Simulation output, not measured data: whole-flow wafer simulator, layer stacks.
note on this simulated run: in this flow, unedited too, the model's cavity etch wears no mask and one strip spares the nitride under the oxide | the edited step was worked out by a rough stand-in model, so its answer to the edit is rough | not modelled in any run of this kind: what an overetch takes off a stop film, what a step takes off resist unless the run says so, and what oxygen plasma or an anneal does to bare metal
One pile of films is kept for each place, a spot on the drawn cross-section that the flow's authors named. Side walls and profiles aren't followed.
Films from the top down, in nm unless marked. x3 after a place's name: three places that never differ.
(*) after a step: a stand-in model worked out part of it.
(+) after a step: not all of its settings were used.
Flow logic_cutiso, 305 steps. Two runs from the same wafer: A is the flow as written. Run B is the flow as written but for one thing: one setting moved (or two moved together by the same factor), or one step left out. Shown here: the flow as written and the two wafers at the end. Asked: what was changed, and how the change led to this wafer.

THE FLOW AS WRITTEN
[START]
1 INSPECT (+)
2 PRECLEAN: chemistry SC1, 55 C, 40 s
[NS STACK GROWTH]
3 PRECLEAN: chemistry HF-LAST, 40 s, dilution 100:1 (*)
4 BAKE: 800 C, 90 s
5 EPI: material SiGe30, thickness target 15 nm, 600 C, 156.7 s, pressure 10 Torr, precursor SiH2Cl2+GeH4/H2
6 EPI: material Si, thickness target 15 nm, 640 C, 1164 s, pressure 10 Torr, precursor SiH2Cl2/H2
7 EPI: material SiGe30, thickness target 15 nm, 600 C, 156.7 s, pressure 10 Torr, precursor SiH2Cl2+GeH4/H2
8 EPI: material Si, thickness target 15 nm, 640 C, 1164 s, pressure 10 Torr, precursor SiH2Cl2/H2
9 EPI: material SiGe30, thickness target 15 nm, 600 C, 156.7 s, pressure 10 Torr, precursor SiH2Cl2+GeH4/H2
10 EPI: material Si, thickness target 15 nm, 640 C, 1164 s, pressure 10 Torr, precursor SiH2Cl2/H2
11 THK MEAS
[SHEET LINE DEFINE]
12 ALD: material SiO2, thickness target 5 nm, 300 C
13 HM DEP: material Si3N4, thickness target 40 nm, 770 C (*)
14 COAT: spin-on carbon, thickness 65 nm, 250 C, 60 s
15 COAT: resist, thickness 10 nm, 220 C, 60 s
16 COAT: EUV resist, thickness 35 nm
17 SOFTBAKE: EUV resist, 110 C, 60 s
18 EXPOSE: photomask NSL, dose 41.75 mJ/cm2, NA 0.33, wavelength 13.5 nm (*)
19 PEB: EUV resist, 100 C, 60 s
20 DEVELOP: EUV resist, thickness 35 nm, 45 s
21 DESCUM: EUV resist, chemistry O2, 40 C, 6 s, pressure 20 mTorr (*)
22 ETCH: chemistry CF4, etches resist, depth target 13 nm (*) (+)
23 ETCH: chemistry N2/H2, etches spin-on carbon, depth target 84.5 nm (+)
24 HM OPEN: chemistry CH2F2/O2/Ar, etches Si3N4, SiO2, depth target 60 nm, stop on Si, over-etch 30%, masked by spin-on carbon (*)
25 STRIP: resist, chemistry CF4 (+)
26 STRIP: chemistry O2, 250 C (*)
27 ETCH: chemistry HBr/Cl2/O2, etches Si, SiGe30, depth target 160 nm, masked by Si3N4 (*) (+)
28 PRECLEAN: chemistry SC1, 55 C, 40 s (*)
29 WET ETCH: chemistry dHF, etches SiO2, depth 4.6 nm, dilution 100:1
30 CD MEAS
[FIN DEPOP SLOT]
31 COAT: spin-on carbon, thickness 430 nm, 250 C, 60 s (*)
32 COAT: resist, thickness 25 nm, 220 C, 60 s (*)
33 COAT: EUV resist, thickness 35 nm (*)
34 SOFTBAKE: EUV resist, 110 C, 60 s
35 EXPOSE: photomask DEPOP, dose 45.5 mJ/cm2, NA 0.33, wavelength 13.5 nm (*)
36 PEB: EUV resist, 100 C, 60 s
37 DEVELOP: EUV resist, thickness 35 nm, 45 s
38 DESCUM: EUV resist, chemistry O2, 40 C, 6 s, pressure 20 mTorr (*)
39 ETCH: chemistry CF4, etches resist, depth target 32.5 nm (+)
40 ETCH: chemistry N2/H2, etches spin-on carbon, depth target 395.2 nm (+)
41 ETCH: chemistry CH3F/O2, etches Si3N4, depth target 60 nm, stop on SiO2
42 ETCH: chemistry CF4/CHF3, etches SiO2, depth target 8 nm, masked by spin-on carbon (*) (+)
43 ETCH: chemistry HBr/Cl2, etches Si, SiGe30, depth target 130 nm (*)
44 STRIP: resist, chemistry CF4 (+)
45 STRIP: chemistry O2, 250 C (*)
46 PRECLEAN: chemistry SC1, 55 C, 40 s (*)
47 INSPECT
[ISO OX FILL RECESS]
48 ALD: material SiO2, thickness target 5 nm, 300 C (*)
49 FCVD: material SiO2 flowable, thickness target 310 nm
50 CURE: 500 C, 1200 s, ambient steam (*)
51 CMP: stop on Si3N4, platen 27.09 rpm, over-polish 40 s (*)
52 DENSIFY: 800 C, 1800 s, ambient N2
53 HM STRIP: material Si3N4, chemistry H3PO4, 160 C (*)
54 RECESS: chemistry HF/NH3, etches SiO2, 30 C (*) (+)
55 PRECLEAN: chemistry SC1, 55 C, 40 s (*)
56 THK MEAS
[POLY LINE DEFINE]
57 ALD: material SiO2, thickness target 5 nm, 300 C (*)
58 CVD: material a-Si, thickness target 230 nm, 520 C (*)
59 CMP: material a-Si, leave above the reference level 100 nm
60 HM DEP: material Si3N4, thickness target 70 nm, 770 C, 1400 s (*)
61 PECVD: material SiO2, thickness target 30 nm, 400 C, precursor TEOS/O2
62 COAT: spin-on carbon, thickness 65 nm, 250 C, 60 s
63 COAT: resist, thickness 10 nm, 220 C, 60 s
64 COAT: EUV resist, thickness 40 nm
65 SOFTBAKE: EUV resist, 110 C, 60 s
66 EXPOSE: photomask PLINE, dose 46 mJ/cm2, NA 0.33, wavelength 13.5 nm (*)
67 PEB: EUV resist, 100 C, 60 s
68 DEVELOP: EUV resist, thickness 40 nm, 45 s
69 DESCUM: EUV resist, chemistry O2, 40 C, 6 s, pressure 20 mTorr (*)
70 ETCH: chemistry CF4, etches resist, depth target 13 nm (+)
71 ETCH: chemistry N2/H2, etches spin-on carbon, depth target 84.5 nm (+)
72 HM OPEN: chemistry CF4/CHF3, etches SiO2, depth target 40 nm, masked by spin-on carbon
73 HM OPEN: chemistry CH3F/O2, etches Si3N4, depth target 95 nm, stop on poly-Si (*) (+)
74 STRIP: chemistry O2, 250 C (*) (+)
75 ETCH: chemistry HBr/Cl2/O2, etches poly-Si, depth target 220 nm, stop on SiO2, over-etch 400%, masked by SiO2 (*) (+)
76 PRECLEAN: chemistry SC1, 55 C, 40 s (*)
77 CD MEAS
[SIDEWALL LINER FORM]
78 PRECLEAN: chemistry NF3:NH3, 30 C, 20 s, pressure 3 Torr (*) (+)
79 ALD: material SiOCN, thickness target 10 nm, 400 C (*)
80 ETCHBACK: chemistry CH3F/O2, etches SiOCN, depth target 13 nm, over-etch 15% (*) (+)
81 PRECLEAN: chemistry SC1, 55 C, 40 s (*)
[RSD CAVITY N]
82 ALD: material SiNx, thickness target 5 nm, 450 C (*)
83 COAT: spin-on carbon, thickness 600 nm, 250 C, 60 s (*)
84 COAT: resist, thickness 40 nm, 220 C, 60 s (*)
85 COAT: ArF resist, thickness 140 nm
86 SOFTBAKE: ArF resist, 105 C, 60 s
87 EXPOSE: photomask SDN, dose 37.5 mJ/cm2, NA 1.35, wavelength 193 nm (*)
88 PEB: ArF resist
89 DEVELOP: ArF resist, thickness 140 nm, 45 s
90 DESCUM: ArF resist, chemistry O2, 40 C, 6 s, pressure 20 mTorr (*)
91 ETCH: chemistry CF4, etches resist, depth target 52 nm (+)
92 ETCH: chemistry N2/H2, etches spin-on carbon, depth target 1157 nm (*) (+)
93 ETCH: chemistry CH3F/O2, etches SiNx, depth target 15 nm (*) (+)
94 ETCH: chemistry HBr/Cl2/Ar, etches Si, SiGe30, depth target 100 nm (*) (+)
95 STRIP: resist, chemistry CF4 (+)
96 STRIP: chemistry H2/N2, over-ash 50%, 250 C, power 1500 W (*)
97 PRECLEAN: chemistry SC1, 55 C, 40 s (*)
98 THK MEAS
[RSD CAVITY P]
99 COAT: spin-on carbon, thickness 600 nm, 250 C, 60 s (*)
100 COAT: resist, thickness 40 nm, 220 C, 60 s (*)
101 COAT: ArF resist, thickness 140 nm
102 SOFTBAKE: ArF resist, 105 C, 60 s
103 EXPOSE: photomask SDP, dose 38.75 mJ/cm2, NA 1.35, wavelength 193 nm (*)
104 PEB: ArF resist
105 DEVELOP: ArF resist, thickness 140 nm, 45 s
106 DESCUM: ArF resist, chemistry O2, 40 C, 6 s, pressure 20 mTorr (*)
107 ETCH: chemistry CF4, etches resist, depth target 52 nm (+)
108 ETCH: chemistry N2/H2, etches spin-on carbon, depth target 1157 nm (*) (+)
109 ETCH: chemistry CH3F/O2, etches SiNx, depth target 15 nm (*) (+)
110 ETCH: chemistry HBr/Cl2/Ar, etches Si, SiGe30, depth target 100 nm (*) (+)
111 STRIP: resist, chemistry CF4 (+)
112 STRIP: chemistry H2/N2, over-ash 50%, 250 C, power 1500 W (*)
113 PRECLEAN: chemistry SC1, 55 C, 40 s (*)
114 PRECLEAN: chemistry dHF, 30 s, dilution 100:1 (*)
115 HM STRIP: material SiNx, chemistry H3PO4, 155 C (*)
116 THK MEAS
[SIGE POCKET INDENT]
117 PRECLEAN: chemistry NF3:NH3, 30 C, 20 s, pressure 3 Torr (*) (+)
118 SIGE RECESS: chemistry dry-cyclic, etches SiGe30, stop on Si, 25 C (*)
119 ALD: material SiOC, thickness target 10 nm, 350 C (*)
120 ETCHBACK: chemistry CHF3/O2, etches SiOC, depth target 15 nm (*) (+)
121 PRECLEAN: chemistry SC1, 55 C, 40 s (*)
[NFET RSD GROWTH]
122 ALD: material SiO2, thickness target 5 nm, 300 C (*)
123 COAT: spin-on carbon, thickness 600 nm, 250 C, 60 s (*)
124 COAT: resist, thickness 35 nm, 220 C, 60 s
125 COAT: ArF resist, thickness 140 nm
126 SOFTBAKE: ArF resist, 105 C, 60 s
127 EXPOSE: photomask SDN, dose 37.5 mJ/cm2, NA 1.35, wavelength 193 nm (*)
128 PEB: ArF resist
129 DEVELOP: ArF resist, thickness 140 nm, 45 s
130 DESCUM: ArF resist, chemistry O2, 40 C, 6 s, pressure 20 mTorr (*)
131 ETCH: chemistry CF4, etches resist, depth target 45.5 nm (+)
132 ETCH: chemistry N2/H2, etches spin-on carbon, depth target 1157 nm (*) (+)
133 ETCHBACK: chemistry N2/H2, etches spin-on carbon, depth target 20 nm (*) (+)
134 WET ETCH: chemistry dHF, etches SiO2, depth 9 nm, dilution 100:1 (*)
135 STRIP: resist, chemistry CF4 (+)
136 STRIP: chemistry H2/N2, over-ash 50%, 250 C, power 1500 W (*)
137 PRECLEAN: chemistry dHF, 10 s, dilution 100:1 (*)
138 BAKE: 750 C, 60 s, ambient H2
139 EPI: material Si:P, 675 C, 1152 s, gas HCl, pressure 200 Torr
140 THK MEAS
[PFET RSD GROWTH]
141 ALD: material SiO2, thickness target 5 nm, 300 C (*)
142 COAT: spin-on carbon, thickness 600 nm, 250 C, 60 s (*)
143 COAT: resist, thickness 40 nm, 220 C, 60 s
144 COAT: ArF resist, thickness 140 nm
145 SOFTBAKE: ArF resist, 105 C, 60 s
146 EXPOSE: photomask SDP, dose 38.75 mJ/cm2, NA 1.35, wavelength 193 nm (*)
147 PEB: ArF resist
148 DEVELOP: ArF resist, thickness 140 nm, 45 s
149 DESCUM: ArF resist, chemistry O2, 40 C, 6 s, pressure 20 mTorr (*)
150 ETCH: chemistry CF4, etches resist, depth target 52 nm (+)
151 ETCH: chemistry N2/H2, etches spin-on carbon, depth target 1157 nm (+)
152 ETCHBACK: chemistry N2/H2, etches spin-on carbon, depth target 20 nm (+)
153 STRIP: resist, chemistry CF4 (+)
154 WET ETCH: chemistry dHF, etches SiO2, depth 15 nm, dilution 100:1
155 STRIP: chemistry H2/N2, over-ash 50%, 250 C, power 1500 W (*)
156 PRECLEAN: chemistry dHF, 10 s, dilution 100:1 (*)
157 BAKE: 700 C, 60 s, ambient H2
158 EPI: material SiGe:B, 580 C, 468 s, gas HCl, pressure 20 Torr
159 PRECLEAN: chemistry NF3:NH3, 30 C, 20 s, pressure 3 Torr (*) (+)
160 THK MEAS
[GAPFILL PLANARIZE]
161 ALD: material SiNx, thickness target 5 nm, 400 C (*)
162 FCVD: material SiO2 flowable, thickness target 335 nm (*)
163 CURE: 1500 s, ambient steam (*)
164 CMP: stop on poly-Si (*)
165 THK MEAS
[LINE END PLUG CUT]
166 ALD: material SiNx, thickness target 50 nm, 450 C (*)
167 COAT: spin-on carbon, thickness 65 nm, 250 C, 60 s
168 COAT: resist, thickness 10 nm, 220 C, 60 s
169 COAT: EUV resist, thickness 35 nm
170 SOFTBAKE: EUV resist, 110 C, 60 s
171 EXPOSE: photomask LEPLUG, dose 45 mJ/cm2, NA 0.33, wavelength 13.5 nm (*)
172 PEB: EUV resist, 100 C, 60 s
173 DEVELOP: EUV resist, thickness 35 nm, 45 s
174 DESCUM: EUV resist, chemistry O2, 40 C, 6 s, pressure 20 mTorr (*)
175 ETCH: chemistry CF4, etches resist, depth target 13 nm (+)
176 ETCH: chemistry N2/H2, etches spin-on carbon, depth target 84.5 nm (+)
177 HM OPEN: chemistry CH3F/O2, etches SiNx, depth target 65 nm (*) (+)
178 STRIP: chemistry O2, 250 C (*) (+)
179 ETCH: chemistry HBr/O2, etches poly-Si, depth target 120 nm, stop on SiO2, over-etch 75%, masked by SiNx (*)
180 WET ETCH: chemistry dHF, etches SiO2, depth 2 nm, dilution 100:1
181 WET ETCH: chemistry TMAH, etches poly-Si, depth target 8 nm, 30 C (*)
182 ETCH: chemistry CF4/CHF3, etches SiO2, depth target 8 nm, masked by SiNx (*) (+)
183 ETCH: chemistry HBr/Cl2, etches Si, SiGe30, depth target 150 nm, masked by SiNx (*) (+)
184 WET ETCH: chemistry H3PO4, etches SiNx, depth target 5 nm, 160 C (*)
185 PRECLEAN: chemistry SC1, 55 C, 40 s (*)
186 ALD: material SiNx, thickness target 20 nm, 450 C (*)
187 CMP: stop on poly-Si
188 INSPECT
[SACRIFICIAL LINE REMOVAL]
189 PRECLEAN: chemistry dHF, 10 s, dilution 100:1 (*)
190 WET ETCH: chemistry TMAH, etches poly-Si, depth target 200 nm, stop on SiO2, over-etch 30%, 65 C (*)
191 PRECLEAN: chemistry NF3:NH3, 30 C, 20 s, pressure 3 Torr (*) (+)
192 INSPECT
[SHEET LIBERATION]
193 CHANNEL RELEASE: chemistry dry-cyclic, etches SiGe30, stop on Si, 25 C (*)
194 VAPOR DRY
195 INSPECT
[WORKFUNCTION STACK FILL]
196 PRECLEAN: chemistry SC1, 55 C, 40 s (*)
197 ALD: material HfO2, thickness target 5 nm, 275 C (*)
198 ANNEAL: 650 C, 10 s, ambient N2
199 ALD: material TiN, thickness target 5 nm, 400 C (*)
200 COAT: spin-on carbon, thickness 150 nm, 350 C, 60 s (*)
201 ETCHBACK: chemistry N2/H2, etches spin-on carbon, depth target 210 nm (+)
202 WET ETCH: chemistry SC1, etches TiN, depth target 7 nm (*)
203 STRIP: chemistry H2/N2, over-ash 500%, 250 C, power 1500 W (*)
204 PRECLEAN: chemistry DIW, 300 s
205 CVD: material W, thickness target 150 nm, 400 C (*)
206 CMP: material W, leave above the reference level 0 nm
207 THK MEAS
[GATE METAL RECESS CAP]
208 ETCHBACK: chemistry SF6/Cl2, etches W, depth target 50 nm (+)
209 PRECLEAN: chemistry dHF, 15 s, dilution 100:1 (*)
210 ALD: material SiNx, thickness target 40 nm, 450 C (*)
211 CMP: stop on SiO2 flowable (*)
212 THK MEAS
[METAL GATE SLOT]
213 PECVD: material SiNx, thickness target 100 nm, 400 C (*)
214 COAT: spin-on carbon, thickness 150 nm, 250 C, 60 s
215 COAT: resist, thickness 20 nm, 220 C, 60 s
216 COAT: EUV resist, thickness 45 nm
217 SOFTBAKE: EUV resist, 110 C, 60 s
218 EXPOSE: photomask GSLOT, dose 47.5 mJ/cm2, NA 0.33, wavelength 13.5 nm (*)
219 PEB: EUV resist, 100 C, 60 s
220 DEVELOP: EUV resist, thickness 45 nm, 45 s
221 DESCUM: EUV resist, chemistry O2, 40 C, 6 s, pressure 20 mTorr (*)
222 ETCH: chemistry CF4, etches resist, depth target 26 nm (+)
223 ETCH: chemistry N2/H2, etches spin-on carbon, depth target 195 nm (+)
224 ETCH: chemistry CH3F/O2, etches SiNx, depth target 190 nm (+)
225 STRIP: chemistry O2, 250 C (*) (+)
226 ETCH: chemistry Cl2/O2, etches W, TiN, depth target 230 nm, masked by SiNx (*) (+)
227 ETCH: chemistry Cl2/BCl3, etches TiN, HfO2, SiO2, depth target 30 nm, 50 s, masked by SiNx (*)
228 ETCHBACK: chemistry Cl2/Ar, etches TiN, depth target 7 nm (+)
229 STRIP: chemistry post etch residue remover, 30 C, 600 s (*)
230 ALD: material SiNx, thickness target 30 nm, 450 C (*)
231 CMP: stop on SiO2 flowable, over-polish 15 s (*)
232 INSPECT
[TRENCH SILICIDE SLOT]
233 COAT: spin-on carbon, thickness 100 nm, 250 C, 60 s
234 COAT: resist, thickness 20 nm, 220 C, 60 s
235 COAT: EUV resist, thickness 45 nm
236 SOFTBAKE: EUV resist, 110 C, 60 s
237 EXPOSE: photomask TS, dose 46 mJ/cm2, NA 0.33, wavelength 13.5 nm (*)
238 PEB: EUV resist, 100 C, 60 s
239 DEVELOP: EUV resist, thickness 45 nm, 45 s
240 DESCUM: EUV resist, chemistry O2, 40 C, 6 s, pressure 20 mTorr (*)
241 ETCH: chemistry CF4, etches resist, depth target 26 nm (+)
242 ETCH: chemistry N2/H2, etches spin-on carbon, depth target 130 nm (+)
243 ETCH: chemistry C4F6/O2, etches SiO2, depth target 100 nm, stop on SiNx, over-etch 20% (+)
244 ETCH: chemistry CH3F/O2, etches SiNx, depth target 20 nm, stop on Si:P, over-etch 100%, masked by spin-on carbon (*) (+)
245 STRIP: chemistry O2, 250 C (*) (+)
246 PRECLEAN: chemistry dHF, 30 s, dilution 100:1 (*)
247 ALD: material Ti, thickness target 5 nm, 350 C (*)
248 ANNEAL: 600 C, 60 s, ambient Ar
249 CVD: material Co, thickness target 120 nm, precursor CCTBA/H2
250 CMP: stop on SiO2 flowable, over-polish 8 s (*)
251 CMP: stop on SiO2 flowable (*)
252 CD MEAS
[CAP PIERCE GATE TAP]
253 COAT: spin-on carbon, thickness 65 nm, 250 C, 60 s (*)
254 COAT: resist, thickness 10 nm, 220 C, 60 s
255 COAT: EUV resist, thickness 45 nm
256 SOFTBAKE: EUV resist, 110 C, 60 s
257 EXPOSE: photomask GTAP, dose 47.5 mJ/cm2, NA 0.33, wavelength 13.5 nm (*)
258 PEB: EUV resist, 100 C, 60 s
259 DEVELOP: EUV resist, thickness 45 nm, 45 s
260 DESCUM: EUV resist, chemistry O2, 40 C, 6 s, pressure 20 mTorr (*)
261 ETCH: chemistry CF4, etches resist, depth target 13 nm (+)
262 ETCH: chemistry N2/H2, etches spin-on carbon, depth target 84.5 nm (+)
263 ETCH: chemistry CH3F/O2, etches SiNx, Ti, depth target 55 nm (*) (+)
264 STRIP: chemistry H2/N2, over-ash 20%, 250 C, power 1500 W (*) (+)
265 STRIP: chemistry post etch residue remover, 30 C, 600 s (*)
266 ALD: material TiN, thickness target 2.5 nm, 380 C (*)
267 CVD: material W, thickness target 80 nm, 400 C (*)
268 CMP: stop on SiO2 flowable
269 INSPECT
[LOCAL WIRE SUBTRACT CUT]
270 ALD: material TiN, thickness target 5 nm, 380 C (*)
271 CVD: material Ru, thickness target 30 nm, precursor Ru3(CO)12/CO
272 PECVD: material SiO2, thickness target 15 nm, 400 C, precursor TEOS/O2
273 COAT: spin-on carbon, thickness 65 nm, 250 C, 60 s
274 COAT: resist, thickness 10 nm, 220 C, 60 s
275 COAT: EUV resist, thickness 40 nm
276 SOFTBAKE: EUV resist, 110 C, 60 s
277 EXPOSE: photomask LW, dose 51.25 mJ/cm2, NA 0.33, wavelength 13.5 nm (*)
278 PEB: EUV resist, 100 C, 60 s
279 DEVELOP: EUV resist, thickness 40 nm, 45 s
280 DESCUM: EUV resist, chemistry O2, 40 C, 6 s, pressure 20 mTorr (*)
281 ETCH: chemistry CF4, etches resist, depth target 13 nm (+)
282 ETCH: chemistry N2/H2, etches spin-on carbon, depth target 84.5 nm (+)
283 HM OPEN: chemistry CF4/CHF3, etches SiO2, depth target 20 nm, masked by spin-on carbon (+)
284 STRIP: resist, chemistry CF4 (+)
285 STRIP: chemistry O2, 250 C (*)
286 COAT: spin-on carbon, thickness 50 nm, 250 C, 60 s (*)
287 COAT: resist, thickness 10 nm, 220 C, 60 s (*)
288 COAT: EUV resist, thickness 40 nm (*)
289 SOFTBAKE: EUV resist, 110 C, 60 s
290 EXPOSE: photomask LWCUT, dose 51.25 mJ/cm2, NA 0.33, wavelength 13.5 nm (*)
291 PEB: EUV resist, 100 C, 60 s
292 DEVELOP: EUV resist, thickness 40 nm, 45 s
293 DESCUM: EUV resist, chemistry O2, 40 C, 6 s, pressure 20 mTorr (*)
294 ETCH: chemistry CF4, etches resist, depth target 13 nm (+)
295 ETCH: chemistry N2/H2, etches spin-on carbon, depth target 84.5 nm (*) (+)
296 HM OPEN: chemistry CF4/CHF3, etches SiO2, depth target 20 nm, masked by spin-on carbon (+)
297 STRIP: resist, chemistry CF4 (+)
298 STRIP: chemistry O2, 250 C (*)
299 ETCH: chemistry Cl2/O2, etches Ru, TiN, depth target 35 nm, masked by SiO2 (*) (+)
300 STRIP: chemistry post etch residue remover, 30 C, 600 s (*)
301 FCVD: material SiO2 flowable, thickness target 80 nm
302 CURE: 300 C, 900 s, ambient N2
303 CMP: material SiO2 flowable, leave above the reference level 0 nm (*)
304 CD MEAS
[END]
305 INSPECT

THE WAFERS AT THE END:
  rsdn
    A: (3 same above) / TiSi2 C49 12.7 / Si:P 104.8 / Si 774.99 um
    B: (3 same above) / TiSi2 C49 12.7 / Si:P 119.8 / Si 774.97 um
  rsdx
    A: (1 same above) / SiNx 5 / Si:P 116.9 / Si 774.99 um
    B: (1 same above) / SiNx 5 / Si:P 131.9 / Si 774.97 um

The cause: step 94, ETCH: depth target 115 nm was run, where the flow has depth target 100 nm.

How the change led to this, step by step:
  94 ETCH: chemistry HBr/Cl2/Ar, etches Si, SiGe30, depth target 100 nm (*) (+)
      rsdn, rsdx: A chemical SiO2 -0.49 (all of it), Si -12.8 (all of it), SiGe30 -15 (all of it), Si -15 (all of it), SiGe30 -15 (all of it), Si -15 (all of it), SiGe30 -15 (all of it), Si -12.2 | B chemical SiO2 -0.49 (all of it), Si -12.8 (all of it), SiGe30 -15 (all of it), Si -15 (all of it), SiGe30 -15 (all of it), Si -15 (all of it), SiGe30 -15 (all of it), Si -27.2
  135 STRIP: resist, chemistry CF4 (+)
      gl: A Si3N4 -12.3 | B Si3N4 -11.6
      gxn: A Si3N4 -8.98 | B Si3N4 -8.46
      (and at 1 more place)
  139 EPI: material Si:P, 675 C, 1152 s, gas HCl, pressure 200 Torr
      rsdn, rsdx: A Si:P +116.9 (new film) | B Si:P +131.9 (new film)
  141 ALD: material SiO2, thickness target 5 nm, 300 C (*)
      gxn: A SiO2 +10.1 (new film) | B SiO2 +6.13 (new film)
  159 PRECLEAN: chemistry NF3:NH3, 30 C, 20 s, pressure 3 Torr (*) (+)
      gxn: A SiO2 -7.5 | B SiO2 -4.61 (all of it), Si3N4 -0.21
  164 CMP: stop on poly-Si (*)
      gxn: A SiO2 flowable -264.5 (all of it), SiNx -5 (all of it), SiO2 -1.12 (all of it), Si3N4 -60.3 (all of it) | B SiO2 flowable -265.5 (all of it), SiNx -5 (all of it), Si3N4 -60.5 (all of it)
